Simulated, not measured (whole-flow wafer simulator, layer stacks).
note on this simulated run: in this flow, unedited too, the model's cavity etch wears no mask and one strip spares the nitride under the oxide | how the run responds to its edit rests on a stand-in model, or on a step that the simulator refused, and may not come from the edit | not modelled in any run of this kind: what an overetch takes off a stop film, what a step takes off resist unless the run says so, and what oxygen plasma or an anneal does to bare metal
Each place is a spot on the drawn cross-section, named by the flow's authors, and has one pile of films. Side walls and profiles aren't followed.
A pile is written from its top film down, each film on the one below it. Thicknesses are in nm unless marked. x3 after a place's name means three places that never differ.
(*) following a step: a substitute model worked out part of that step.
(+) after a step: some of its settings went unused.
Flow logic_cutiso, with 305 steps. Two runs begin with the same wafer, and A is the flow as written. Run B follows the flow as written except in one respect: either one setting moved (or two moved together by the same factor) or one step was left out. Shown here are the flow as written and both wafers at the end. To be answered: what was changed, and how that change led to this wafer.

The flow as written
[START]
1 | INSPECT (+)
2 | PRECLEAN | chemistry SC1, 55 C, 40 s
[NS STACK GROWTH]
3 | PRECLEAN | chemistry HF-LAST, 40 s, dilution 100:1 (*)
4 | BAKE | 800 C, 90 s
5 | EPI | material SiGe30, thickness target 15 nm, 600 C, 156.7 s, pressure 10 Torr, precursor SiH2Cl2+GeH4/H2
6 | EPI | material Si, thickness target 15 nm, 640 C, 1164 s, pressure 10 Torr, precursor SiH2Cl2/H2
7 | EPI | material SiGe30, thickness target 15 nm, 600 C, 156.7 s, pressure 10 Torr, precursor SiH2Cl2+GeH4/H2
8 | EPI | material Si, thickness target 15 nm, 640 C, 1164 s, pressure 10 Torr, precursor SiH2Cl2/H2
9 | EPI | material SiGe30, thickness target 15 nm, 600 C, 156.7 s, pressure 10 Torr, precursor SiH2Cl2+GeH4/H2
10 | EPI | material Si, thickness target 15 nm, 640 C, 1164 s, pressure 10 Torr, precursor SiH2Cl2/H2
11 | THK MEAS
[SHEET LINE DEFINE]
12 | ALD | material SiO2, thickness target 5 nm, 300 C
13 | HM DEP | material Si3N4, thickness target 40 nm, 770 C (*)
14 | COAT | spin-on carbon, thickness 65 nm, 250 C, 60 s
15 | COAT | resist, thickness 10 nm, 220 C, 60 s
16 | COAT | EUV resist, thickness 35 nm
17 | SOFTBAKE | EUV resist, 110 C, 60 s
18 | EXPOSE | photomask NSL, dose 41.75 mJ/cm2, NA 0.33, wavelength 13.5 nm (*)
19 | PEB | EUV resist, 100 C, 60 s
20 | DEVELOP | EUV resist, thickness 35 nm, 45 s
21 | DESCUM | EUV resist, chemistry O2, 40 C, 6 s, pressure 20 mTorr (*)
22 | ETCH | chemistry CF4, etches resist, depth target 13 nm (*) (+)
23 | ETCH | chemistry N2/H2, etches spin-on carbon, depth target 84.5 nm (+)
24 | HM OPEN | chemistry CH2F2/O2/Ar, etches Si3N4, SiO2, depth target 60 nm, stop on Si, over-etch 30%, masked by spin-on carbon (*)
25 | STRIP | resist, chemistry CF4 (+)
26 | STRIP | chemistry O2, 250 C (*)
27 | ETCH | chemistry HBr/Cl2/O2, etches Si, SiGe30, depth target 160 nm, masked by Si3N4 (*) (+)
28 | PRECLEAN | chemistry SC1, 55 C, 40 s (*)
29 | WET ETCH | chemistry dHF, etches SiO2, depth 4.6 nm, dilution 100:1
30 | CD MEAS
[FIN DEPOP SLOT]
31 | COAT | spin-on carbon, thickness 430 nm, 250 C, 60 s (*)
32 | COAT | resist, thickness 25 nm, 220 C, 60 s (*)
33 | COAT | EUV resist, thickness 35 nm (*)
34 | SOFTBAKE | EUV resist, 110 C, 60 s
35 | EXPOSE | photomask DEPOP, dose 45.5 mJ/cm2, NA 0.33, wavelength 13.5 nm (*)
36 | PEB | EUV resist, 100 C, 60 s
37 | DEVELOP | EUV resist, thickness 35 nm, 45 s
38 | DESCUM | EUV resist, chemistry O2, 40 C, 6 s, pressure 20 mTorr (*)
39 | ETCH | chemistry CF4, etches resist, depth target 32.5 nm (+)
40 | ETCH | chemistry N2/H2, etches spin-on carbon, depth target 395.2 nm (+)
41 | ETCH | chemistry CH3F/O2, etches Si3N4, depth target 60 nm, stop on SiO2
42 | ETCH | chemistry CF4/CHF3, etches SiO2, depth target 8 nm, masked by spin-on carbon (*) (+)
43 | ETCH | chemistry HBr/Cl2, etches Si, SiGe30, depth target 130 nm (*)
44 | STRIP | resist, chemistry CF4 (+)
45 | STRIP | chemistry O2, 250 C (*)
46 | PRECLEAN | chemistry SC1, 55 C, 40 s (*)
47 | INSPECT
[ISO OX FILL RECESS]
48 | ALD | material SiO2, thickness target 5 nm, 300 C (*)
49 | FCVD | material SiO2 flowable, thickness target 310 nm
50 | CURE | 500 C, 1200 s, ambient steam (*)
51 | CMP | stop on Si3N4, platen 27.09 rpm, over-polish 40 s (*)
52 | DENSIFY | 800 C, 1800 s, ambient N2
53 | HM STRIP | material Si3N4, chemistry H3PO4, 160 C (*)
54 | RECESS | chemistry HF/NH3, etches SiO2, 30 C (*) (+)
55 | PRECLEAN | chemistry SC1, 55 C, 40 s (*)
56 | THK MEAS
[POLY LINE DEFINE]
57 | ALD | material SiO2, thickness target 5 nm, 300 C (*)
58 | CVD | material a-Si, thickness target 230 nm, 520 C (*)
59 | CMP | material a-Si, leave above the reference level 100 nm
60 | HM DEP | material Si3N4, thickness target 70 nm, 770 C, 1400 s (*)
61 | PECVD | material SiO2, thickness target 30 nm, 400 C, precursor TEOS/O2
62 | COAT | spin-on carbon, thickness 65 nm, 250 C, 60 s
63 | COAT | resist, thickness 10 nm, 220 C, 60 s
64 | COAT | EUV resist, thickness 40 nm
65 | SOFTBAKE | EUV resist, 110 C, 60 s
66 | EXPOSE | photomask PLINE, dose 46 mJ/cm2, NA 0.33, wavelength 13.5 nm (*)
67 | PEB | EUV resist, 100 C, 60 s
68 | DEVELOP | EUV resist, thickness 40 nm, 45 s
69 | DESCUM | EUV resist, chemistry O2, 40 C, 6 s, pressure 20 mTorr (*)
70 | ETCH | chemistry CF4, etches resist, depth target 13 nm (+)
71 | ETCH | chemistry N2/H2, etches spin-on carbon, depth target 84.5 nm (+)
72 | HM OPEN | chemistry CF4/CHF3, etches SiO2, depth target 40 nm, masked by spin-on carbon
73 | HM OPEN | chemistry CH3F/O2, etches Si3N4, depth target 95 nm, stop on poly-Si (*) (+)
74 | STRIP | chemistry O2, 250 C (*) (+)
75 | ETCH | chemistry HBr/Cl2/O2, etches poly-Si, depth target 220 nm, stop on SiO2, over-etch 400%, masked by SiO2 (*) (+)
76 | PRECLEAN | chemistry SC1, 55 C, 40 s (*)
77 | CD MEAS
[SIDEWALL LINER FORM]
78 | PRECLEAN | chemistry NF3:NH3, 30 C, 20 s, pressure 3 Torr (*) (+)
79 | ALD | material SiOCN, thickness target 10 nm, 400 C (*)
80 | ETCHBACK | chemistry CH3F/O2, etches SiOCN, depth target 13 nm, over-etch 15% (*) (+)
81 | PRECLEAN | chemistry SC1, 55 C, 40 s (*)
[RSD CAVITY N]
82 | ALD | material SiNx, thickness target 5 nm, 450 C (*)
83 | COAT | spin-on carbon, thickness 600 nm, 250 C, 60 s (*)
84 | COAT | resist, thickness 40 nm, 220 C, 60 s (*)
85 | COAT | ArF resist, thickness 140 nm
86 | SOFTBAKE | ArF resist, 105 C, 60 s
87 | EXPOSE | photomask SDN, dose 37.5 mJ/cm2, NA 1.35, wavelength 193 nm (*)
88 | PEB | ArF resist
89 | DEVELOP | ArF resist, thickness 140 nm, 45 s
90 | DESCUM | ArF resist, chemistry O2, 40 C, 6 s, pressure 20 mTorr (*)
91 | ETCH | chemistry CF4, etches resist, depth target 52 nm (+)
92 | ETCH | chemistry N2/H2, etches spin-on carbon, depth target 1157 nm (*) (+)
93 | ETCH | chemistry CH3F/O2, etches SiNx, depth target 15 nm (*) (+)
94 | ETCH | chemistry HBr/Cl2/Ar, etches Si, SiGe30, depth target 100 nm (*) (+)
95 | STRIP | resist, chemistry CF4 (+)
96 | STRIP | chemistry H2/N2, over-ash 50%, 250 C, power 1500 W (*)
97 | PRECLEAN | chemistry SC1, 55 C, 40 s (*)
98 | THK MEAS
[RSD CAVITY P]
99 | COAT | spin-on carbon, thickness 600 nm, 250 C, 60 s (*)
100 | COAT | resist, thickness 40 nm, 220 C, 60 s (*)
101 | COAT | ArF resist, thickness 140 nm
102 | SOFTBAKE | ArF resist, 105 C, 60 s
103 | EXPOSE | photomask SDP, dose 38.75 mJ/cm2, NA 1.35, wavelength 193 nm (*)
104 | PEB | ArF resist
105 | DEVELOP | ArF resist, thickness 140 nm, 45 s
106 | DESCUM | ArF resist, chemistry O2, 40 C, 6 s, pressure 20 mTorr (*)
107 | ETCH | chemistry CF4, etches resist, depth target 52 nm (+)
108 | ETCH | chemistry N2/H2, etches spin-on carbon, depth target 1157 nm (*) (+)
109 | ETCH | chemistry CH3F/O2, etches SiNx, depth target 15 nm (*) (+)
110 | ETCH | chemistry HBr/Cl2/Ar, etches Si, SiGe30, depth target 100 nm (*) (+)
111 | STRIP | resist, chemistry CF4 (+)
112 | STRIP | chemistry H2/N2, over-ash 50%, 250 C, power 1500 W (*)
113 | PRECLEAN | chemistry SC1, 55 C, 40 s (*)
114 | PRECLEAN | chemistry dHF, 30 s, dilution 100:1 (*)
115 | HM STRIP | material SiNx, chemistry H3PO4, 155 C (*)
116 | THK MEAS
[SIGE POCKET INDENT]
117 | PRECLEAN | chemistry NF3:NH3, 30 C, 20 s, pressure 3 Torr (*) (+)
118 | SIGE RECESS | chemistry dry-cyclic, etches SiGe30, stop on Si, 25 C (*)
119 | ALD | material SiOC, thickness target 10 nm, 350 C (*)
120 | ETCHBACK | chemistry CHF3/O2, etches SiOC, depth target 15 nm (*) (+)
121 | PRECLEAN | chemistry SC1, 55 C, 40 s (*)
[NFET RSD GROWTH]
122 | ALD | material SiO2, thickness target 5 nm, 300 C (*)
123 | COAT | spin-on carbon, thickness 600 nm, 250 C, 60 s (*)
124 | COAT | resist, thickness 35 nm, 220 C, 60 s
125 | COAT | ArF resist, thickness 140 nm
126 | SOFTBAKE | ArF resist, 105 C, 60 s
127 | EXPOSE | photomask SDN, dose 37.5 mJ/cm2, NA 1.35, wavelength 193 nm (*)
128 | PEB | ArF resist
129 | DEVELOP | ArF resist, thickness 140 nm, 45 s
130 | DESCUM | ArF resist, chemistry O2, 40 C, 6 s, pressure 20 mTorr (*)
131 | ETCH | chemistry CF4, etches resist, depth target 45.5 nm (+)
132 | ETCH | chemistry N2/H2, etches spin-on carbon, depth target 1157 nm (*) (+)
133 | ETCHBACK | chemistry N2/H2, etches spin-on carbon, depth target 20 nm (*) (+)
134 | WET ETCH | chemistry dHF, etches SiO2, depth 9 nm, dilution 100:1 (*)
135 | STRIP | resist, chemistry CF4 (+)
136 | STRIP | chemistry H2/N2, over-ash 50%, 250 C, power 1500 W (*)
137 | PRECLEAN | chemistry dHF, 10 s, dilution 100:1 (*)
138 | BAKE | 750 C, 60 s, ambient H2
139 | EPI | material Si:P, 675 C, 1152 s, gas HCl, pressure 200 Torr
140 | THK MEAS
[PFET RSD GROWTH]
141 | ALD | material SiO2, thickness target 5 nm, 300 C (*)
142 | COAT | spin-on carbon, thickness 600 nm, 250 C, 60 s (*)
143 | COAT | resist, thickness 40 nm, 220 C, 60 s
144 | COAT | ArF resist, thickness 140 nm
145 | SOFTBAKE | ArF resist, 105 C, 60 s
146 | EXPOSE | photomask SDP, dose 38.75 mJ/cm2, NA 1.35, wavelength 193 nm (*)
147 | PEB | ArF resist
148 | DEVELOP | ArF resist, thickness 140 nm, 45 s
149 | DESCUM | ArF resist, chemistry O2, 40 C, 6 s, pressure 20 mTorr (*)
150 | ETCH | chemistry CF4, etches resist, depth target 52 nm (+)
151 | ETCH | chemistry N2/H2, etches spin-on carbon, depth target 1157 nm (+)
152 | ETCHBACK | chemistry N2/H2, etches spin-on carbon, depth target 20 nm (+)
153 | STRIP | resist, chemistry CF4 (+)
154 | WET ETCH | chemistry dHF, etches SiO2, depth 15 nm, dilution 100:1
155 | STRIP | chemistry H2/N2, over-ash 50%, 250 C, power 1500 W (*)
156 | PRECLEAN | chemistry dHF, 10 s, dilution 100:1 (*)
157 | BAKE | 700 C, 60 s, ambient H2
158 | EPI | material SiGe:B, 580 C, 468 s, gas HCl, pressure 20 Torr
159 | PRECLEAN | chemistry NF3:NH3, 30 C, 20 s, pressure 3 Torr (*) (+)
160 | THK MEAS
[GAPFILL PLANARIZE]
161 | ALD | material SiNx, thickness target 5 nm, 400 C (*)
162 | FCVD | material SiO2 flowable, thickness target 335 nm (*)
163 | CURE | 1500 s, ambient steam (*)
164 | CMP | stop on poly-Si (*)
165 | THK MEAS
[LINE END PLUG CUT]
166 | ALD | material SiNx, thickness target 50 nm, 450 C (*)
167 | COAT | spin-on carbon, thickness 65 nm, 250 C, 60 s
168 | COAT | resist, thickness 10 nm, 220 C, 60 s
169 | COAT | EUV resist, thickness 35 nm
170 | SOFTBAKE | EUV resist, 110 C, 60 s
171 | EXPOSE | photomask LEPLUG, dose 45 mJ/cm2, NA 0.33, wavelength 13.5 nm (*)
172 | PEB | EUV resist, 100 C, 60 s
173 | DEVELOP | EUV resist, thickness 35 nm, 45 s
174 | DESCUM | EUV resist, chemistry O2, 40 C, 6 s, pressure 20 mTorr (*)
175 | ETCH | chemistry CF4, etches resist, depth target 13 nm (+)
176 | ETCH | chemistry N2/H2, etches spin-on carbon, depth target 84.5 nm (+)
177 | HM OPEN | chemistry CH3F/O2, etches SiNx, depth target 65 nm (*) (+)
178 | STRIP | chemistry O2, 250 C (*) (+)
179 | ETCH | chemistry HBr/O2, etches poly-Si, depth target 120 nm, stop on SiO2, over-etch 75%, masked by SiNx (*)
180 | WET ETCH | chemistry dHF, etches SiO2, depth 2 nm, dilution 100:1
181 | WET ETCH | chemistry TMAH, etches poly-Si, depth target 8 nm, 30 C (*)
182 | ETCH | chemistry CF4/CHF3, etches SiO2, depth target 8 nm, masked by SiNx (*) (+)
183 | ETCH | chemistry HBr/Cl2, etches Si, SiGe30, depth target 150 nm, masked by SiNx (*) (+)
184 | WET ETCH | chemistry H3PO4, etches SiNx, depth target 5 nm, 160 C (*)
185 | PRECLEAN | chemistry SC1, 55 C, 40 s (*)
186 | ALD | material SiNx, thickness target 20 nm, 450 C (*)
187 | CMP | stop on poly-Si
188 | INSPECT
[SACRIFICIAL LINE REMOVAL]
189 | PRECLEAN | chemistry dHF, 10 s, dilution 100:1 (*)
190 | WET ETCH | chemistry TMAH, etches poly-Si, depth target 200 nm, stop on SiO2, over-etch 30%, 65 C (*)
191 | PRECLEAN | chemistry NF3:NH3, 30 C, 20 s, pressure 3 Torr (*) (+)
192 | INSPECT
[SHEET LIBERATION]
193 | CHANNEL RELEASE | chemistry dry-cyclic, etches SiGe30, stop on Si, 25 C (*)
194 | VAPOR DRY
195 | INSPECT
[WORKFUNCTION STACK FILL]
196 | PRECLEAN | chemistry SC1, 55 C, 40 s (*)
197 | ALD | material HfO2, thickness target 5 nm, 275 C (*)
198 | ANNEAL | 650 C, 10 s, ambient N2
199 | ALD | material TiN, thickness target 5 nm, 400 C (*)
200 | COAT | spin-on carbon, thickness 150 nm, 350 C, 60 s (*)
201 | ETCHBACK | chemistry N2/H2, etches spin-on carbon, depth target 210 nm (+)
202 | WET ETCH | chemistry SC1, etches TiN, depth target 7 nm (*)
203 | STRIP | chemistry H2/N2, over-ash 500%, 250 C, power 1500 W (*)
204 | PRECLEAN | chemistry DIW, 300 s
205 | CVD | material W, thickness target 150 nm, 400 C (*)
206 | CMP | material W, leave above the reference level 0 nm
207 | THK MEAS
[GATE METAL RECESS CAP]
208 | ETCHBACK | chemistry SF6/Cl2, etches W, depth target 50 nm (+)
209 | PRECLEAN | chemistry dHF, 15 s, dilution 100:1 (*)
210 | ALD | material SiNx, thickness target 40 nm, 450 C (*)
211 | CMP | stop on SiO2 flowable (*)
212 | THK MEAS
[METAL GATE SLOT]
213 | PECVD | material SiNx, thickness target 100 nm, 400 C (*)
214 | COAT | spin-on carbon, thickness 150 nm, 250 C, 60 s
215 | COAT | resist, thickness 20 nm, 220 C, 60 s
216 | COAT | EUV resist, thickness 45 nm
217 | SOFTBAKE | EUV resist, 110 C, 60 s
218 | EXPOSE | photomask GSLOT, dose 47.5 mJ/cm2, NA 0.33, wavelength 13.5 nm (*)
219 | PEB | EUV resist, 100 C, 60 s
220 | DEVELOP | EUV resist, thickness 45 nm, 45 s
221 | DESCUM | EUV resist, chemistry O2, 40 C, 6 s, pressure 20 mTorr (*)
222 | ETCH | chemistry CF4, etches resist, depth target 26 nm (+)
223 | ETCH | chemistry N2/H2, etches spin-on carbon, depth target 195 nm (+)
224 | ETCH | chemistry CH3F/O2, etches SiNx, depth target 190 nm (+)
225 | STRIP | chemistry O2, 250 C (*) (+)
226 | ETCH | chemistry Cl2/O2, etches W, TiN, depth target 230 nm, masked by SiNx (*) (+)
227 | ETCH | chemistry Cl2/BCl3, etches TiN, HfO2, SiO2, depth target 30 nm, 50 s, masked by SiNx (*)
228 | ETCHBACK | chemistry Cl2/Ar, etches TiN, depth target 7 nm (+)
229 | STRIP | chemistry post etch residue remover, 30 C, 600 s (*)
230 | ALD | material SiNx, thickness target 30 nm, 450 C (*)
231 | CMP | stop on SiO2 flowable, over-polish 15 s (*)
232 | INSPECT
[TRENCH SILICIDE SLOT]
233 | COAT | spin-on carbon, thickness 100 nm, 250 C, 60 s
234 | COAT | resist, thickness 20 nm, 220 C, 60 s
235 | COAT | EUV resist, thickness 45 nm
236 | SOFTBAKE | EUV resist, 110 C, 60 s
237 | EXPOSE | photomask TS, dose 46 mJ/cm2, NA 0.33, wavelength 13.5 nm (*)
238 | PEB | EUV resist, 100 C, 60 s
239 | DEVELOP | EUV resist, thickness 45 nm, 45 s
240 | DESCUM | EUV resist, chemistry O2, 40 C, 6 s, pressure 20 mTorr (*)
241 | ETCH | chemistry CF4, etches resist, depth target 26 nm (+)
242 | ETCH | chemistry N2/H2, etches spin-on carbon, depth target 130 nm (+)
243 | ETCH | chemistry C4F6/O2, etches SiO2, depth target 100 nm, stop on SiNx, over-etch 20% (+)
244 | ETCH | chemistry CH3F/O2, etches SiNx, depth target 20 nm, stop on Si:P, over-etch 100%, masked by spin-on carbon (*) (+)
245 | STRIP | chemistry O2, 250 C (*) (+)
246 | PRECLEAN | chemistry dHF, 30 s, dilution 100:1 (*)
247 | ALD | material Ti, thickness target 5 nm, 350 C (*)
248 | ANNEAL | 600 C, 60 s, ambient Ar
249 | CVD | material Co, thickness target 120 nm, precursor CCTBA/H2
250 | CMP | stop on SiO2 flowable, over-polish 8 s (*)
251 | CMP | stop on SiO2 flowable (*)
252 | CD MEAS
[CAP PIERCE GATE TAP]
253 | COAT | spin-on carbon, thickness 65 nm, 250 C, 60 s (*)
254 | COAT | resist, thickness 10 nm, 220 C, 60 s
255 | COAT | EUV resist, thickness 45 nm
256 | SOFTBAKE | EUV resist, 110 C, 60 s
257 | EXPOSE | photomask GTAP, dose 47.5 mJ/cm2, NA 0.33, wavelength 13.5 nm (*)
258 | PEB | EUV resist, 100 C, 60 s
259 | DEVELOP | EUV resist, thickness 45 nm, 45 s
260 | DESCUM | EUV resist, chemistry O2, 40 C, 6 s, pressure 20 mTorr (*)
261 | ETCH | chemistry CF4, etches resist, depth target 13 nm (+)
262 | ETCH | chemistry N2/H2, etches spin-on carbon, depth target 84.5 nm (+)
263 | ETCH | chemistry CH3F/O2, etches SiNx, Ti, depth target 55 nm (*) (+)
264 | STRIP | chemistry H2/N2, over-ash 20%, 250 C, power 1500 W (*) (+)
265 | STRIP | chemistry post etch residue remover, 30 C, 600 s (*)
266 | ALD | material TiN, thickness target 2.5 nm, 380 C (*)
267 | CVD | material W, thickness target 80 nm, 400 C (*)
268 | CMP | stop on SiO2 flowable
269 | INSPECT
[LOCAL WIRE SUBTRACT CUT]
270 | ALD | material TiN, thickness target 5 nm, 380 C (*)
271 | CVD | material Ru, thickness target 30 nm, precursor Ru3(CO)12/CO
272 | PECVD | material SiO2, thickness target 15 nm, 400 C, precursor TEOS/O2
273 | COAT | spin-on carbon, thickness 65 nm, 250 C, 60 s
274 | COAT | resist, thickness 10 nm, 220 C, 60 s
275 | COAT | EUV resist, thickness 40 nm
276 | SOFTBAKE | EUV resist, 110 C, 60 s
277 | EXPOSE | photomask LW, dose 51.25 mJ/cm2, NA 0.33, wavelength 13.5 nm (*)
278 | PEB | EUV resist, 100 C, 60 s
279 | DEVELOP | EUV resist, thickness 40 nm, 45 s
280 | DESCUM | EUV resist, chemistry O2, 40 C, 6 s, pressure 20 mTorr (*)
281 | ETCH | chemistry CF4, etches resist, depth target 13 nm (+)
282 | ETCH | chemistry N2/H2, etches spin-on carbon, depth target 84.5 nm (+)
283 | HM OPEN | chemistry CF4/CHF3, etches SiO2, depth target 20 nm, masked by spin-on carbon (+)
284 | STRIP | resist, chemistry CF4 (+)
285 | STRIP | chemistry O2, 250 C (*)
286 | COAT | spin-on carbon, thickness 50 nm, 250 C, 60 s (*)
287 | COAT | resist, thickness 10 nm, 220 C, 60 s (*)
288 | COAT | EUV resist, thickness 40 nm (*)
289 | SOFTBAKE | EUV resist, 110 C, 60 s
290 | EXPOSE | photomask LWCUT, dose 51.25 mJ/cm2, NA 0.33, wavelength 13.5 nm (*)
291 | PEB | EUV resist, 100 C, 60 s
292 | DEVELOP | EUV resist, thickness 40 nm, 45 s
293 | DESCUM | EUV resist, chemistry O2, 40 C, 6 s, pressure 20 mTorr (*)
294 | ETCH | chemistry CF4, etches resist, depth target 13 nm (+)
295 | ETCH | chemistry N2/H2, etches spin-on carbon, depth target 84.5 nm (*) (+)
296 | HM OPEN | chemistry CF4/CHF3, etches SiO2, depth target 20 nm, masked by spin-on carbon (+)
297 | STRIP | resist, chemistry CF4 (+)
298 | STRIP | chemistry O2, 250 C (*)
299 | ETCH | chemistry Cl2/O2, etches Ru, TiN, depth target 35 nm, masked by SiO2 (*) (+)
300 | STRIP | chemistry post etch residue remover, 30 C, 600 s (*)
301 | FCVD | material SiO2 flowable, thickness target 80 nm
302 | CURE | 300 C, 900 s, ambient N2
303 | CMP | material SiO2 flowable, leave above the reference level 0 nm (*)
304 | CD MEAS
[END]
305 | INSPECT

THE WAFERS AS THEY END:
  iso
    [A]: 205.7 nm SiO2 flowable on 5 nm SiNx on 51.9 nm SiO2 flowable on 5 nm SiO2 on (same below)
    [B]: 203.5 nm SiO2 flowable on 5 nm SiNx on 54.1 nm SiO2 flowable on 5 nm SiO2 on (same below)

Cause: step 117, PRECLEAN: chemistry NF3:NH3, 30 C, 20 s, pressure 3 Torr (*) (+), was omitted.

How this came from the change, step by step:
  119 | ALD | material SiOC, thickness target 10 nm, 350 C (*)
      gxn, gxp: A +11 SiOC (new film) | B +10 SiOC (new film)
  120 | ETCHBACK | chemistry CHF3/O2, etches SiOC, depth target 15 nm (*) (+)
      gl, tap: A -10 SiOC (all of it), -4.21 SiO2 (all of it), -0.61 Si3N4 | B -10 SiOC (all of it), -5 SiO2
      glp: A -10 SiOC (all of it), -4.25 SiO2 (all of it), -0.58 Si3N4 | B -10 SiOC (all of it), -5 SiO2
      (and at 2 other places as well)
  122 | ALD | material SiO2, thickness target 5 nm, 300 C (*)
      gl, glp, tap: A +5 SiO2 (new film) | B +5 SiO2
      gxn: A +6.76 SiO2 (new film) | B +6.89 SiO2
      (and at 1 other place as well)
  132 | ETCH | chemistry N2/H2, etches spin-on carbon, depth target 1157 nm (*) (+)
      gl, tap: A -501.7 spin-on carbon (all of it), -5 SiO2 (all of it), -0.5 Si3N4 | B -502.2 spin-on carbon (all of it), -6.11 SiO2 (all of it)
  133 | ETCHBACK | chemistry N2/H2, etches spin-on carbon, depth target 20 nm (*) (+)
      gxn: A -0.7 SiO2 (all of it), -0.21 Si3N4 | B -1.11 SiO2
  134 | WET ETCH | chemistry dHF, etches SiO2, depth 9 nm, dilution 100:1 (*)
      gxn: A -0.34 Si3N4 | B -0.8 SiO2 (all of it), -0.24 Si3N4
  153 | STRIP | resist, chemistry CF4 (+)
      glp: A -1.36 SiO2 (all of it) | B -2.48 SiO2 (all of it)
      gxp: A -3.06 SiO2 (all of it) | B -4.29 SiO2 (all of it)
  161 | ALD | material SiNx, thickness target 5 nm, 400 C (*)
      gxp: A +5 SiNx (new film) | B +7 SiNx (new film)
  164 | CMP | stop on poly-Si (*)
      depop, dpovl, isow, ns, nsgap: A -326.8 SiO2 flowable (all of it), -5 SiNx (all of it), -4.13 SiO2 (all of it), -70 Si3N4 (all of it) | B -326.8 SiO2 flowable (all of it), -5 SiNx (all of it), -6.07 SiO2 (all of it), -70 Si3N4 (all of it)
      gl, tap: A -270.7 SiO2 flowable (all of it), -5 SiNx (all of it), -55.3 Si3N4 (all of it) | B -270.7 SiO2 flowable (all of it), -5 SiNx (all of it), -56.5 Si3N4 (all of it)
      (and at 4 other places as well)
